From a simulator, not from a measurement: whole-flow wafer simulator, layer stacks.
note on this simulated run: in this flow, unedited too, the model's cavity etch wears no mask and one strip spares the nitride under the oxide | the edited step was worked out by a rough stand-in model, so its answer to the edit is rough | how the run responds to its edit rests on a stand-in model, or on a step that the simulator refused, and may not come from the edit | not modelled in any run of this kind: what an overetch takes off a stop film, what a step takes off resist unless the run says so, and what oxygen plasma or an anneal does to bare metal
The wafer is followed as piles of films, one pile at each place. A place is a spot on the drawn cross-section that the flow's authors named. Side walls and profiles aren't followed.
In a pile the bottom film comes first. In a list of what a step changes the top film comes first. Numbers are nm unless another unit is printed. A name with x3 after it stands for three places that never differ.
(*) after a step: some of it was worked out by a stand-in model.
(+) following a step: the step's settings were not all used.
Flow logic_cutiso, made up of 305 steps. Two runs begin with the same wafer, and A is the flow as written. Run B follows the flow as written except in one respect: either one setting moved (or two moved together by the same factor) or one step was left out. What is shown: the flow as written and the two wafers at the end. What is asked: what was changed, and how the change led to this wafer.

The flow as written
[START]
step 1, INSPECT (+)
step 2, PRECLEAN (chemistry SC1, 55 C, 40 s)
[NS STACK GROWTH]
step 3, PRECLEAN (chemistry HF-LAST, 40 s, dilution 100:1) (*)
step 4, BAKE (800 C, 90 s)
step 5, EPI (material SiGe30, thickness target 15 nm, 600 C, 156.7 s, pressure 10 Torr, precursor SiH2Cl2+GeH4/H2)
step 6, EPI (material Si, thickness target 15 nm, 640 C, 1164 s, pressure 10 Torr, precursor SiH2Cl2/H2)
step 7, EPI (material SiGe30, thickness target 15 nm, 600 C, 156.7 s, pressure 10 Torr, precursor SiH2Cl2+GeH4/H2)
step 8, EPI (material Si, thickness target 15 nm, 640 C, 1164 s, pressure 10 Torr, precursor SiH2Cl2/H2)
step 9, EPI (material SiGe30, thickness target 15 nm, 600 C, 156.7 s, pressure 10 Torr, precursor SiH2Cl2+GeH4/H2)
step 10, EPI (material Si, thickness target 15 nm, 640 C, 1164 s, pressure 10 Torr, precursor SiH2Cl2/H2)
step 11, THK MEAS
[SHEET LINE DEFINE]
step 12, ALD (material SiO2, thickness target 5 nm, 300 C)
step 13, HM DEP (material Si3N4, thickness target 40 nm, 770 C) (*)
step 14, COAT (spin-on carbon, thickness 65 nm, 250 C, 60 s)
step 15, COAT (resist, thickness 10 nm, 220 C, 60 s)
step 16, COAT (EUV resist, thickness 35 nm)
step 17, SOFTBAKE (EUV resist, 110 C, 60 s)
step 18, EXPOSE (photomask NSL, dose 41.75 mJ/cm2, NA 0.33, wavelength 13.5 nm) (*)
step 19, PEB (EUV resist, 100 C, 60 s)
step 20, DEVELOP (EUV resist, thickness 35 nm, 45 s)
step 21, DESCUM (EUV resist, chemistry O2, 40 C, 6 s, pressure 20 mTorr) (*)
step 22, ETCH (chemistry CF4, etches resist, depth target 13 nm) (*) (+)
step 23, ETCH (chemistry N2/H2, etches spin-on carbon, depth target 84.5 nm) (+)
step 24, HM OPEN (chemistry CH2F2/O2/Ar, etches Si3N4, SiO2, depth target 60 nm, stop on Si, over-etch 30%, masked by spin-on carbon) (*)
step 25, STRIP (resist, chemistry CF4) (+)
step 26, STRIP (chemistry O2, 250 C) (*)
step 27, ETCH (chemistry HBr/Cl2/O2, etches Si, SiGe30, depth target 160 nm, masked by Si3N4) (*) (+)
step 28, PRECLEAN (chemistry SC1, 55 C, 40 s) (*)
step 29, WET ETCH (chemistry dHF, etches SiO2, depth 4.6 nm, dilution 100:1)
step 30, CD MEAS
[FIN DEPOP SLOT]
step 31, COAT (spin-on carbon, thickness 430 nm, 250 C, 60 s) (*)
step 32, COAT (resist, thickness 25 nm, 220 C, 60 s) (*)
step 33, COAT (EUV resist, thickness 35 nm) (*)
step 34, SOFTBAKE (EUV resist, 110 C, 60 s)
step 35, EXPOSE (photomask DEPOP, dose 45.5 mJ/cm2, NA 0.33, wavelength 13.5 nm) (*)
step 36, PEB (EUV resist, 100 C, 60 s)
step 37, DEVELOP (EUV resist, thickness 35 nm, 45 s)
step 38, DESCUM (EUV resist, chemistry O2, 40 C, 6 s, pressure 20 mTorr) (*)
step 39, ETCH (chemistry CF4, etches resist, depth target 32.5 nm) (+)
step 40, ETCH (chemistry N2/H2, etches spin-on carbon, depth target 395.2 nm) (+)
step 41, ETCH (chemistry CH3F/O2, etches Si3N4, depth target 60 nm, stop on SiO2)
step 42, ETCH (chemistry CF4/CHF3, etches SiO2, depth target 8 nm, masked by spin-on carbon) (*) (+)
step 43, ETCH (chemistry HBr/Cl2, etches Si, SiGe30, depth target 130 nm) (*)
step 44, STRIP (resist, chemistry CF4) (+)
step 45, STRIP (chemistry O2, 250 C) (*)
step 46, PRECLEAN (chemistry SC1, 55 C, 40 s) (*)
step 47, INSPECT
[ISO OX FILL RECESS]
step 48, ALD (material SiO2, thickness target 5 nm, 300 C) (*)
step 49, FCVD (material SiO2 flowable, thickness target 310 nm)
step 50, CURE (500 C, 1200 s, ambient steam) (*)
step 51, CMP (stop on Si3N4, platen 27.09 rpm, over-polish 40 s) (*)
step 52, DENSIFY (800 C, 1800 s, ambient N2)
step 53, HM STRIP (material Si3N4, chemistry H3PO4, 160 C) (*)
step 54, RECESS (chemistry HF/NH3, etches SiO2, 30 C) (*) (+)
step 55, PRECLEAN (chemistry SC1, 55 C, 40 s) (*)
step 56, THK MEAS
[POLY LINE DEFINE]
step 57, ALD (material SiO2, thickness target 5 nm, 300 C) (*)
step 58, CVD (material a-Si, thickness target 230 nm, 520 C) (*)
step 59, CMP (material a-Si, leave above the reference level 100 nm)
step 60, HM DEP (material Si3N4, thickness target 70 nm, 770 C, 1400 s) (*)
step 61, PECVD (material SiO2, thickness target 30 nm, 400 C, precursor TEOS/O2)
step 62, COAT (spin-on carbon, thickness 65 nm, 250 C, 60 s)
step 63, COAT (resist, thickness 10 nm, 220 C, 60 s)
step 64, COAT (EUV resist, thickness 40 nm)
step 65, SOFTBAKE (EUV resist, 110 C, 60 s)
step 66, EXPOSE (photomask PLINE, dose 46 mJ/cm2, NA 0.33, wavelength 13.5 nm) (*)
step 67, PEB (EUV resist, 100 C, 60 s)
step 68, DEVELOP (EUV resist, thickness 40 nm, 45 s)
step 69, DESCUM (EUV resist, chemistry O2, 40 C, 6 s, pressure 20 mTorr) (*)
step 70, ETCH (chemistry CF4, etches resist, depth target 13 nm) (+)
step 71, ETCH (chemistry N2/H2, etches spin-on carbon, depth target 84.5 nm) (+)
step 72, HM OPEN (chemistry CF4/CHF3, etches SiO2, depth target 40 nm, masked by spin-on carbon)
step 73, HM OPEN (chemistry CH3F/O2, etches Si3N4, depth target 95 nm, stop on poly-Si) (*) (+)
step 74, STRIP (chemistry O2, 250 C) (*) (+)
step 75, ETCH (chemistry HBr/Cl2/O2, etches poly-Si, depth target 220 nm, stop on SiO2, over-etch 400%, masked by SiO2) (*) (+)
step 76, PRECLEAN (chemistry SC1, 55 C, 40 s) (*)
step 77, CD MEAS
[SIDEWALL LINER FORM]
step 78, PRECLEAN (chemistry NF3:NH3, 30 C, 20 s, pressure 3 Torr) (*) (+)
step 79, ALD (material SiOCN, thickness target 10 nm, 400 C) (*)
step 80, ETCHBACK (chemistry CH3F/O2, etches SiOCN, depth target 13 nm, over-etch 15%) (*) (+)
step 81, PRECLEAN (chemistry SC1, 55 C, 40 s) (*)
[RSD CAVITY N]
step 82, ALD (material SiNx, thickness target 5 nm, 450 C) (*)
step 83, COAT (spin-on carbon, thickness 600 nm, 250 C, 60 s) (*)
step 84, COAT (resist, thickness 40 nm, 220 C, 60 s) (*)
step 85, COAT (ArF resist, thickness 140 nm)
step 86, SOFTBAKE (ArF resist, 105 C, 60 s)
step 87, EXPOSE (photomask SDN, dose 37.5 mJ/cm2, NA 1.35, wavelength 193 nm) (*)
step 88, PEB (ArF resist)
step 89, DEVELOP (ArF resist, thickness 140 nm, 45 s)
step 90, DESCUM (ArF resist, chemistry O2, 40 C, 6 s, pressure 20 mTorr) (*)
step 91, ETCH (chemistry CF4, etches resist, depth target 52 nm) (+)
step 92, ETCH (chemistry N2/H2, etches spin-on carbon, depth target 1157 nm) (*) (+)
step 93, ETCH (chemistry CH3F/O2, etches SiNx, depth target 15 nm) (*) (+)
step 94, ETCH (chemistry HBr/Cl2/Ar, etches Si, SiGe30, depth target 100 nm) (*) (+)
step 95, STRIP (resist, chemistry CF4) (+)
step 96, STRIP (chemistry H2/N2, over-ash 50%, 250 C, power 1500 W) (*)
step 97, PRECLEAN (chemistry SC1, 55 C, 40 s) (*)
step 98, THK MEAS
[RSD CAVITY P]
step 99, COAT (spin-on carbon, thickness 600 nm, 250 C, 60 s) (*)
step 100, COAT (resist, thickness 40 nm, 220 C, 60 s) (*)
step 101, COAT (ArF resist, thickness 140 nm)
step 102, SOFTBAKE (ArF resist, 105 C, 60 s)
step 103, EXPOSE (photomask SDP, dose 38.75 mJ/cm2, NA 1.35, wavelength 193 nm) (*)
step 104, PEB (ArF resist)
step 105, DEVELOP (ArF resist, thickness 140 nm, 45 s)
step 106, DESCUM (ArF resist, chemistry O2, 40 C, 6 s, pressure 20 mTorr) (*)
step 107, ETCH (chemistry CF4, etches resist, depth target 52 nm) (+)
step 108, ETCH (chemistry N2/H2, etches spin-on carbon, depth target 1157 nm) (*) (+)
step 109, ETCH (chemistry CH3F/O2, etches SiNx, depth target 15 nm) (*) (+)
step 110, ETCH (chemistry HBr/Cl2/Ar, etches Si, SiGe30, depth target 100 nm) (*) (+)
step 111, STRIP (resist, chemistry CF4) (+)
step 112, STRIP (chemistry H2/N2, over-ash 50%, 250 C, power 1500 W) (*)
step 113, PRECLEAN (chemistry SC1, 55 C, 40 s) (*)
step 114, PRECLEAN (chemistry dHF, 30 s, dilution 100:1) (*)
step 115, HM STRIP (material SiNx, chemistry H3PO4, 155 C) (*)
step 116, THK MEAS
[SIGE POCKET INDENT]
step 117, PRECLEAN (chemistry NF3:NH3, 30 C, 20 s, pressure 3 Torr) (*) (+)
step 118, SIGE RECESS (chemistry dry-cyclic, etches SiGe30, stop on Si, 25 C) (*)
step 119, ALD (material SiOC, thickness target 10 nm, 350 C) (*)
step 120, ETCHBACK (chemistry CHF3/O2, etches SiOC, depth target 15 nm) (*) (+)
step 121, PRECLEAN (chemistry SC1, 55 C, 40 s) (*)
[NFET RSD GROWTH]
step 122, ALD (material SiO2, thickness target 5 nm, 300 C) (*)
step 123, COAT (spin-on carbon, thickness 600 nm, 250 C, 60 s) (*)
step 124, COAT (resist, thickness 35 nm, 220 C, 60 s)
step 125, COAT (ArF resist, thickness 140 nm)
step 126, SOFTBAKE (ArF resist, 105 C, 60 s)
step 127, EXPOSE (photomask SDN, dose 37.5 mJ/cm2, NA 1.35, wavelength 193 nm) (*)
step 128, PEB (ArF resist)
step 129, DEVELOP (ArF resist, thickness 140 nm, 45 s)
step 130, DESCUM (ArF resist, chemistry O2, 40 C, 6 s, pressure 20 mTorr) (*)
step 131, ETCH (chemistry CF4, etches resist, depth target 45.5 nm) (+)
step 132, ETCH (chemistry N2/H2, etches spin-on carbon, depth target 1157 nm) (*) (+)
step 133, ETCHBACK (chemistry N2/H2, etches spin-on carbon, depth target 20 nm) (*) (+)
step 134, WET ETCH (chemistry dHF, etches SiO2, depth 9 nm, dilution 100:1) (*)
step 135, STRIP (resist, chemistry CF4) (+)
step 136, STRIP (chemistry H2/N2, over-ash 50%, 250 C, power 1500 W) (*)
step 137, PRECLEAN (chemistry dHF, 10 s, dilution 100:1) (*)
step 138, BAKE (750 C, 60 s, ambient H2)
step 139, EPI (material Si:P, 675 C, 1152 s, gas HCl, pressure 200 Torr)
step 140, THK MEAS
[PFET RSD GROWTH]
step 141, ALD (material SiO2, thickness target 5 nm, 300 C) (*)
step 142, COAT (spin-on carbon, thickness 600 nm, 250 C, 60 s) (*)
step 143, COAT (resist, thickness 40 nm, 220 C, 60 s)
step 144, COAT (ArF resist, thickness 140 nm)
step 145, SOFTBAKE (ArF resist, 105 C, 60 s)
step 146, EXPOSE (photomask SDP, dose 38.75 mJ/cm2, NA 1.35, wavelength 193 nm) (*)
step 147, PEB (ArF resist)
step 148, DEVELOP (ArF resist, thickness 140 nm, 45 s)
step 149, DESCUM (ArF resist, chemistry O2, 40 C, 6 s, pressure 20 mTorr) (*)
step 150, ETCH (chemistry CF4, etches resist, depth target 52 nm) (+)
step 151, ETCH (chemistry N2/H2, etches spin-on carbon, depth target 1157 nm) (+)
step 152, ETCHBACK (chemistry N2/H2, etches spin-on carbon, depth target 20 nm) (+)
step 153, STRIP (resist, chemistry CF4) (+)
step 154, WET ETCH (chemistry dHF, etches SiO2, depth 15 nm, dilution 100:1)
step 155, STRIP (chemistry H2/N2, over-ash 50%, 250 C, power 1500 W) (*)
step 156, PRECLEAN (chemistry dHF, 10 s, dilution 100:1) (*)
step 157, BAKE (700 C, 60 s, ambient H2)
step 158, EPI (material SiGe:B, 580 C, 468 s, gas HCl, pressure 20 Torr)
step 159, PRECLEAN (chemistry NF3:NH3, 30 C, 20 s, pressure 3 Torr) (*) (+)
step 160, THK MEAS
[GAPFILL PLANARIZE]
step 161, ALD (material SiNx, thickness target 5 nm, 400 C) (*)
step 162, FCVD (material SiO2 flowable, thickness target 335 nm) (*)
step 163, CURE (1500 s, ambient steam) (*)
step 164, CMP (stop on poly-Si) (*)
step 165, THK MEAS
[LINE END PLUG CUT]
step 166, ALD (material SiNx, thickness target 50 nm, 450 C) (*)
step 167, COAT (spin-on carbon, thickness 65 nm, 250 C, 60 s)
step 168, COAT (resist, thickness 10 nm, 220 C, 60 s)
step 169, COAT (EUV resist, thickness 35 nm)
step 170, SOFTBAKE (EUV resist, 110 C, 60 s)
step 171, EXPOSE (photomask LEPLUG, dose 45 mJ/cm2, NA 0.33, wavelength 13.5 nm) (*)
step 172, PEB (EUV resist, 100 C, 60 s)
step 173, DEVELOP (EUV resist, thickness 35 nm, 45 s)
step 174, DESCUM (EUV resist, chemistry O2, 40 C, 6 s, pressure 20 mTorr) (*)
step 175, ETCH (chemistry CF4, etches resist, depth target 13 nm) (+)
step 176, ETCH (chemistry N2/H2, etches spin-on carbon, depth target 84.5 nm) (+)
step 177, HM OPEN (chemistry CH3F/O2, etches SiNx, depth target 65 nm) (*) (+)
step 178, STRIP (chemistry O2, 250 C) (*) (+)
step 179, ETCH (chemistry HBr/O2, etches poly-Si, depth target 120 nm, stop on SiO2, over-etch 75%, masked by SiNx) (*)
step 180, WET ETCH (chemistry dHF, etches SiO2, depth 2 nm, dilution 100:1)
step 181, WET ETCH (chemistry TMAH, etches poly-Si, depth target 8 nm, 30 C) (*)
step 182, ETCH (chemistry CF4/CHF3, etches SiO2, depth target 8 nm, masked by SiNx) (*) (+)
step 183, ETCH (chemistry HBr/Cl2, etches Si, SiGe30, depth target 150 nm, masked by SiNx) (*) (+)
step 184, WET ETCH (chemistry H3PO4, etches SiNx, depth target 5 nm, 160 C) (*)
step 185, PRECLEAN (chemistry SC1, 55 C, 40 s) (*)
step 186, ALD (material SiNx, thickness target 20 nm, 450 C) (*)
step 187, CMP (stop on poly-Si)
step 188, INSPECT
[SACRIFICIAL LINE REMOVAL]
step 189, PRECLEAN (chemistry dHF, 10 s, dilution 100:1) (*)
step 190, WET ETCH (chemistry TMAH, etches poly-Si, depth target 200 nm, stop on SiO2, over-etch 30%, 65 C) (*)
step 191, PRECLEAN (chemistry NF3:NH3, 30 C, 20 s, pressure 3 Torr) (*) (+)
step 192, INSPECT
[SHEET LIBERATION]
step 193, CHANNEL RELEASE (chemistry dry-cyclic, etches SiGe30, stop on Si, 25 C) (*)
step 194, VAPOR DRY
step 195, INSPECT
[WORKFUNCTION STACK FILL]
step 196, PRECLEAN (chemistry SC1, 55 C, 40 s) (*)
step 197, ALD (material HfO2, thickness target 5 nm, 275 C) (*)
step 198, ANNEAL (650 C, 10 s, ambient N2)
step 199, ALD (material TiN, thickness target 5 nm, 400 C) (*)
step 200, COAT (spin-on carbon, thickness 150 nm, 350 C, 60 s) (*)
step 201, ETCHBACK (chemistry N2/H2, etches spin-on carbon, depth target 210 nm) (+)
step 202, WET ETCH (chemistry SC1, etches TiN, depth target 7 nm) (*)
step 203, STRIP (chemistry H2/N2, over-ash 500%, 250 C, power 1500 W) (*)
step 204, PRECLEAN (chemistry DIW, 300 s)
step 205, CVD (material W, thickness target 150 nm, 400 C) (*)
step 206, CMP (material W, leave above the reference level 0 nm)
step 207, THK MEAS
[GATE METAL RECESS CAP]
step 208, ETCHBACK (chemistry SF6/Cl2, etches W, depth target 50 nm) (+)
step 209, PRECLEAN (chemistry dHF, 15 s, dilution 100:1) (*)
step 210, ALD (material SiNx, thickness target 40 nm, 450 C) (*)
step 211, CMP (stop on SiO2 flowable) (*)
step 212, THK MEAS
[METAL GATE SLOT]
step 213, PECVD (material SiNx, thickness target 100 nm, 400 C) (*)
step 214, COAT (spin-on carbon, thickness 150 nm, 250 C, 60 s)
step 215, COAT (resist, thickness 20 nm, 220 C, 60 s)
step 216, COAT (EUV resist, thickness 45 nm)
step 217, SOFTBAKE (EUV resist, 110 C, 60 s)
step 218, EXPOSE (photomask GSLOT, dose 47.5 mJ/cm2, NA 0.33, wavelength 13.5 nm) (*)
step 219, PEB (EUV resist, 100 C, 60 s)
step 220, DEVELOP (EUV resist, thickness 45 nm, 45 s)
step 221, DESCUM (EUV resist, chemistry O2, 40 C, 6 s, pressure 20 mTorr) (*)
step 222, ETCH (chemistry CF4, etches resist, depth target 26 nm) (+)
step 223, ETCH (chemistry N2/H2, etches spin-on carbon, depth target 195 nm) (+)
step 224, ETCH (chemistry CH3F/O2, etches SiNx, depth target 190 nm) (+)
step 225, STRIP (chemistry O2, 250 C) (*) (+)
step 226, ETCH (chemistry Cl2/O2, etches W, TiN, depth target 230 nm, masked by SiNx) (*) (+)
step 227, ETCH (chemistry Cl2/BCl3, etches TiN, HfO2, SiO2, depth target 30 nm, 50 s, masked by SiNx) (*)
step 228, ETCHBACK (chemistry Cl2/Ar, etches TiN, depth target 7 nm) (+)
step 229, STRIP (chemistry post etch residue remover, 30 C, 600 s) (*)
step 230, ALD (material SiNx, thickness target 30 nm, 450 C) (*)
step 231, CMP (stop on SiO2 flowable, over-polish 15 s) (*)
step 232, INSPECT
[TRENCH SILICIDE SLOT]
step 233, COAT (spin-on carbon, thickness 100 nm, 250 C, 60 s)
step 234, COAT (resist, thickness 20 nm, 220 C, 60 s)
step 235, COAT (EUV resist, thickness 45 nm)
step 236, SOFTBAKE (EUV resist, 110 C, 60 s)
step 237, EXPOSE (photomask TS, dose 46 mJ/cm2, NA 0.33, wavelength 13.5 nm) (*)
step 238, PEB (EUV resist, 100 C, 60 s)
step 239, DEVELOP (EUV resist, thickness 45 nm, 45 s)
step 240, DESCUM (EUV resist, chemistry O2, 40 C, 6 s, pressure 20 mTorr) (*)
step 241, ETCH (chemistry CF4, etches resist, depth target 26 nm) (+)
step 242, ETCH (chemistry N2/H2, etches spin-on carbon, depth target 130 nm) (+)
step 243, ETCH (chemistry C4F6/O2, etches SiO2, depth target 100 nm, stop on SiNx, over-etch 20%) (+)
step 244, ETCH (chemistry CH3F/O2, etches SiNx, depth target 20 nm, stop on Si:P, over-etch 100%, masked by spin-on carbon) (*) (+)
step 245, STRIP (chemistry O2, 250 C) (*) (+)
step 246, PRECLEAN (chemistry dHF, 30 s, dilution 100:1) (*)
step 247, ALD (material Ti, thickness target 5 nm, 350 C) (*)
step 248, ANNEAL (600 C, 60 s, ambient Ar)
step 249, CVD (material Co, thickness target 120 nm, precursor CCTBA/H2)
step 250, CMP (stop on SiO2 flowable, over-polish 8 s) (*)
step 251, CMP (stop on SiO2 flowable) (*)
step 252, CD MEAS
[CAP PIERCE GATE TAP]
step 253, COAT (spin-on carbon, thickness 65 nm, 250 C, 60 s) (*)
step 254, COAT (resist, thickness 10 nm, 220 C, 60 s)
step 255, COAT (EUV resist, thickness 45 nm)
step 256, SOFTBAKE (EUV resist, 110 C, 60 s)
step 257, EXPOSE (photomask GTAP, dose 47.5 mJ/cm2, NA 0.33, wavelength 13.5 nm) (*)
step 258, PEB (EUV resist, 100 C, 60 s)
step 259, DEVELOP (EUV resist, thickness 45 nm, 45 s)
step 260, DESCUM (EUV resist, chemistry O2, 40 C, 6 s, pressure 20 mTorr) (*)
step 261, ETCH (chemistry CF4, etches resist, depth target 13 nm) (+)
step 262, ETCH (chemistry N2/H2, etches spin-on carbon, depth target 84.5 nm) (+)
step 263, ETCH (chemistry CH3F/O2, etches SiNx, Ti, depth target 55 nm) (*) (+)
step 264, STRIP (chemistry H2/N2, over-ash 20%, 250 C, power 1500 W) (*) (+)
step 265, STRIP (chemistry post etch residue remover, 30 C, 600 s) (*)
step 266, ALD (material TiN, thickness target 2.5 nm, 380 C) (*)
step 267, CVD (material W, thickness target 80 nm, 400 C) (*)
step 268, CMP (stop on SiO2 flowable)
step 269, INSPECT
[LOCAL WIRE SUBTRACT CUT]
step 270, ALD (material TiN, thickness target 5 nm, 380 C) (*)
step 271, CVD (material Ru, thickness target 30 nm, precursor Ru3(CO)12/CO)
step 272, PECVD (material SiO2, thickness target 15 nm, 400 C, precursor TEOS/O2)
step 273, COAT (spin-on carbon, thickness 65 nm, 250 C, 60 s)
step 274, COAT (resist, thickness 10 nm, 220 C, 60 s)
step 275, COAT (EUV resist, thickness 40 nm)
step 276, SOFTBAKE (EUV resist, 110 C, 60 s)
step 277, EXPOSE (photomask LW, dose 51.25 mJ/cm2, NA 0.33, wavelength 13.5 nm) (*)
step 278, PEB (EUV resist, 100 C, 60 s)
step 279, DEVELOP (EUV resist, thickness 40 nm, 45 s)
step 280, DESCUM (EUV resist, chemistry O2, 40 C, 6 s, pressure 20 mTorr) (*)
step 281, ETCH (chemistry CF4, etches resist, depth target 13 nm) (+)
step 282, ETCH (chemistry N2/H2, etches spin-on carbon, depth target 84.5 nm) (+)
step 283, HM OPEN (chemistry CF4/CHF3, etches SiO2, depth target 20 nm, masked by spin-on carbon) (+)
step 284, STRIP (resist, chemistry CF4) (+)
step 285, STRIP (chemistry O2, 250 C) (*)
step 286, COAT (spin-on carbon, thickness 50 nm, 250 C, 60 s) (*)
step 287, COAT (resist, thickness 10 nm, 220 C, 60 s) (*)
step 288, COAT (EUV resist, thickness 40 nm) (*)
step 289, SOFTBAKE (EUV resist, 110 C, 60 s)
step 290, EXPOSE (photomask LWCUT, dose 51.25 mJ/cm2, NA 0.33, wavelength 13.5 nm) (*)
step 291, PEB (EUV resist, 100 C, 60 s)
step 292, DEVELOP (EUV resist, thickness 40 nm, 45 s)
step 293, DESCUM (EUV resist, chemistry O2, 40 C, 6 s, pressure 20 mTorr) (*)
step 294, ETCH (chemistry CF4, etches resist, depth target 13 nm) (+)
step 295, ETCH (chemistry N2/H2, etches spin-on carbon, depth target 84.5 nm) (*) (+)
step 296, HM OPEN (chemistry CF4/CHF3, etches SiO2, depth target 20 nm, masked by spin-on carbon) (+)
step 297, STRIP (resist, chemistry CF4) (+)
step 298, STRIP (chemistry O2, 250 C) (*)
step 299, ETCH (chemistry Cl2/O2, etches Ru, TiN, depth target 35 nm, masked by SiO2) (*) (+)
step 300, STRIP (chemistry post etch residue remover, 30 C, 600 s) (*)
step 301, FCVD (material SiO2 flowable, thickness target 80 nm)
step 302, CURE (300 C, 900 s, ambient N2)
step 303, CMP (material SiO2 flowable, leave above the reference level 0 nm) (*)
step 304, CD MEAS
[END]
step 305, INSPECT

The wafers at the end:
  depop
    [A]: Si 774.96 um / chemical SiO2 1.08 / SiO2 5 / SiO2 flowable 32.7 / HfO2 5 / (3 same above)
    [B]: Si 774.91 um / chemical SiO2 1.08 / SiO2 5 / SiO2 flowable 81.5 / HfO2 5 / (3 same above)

What caused this: step 43, ETCH: depth target 178.8 nm was run, though the flow has depth target 130 nm.

How this came from the change, step by step:
  step 43, ETCH (chemistry HBr/Cl2, etches Si, SiGe30, depth target 130 nm) (*)
      dpovl, gl, glp and 16 more: A spin-on carbon loses 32 | B spin-on carbon loses 41.8
      depop: A Si loses 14 (all of it), SiGe30 loses 15 (all of it), Si loses 15 (all of it), SiGe30 loses 15 (all of it), Si loses 15 (all of it), SiGe30 loses 15 (all of it), Si loses 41 | B Si loses 14 (all of it), SiGe30 loses 15 (all of it), Si loses 15 (all of it), SiGe30 loses 15 (all of it), Si loses 15 (all of it), SiGe30 loses 15 (all of it), Si loses 89.8
      (also at 2 further places)
  step 45, STRIP (chemistry O2, 250 C) (*)
      glp, tap: A spin-on carbon loses 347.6 (all of it) | B spin-on carbon loses 337.9 (all of it)
      rsdn, rsdw: A spin-on carbon loses 347.4 (all of it) | B spin-on carbon loses 337.6 (all of it)
      (also at 13 further places)
  step 49, FCVD (material SiO2 flowable, thickness target 310 nm)
      depop: A SiO2 flowable gains 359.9 (new film) | B SiO2 flowable gains 404.5 (new film)
      ns: A SiO2 flowable gains 201.3 (new film) | B SiO2 flowable gains 197.2 (new film)
  step 51, CMP (stop on Si3N4, platen 27.09 rpm, over-polish 40 s) (*)
      dpovl, isow: A SiO2 flowable loses 200.4 | B SiO2 flowable loses 196.1
      depop: A SiO2 flowable loses 200.5 | B SiO2 flowable loses 196.1
      (also at 2 further places)
  step 52, DENSIFY (800 C, 1800 s, ambient N2)
      depop: A SiO2 flowable loses 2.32 | B SiO2 flowable loses 3.1
      nsgap: A SiO2 flowable loses 2.13 | B SiO2 flowable loses 2.87
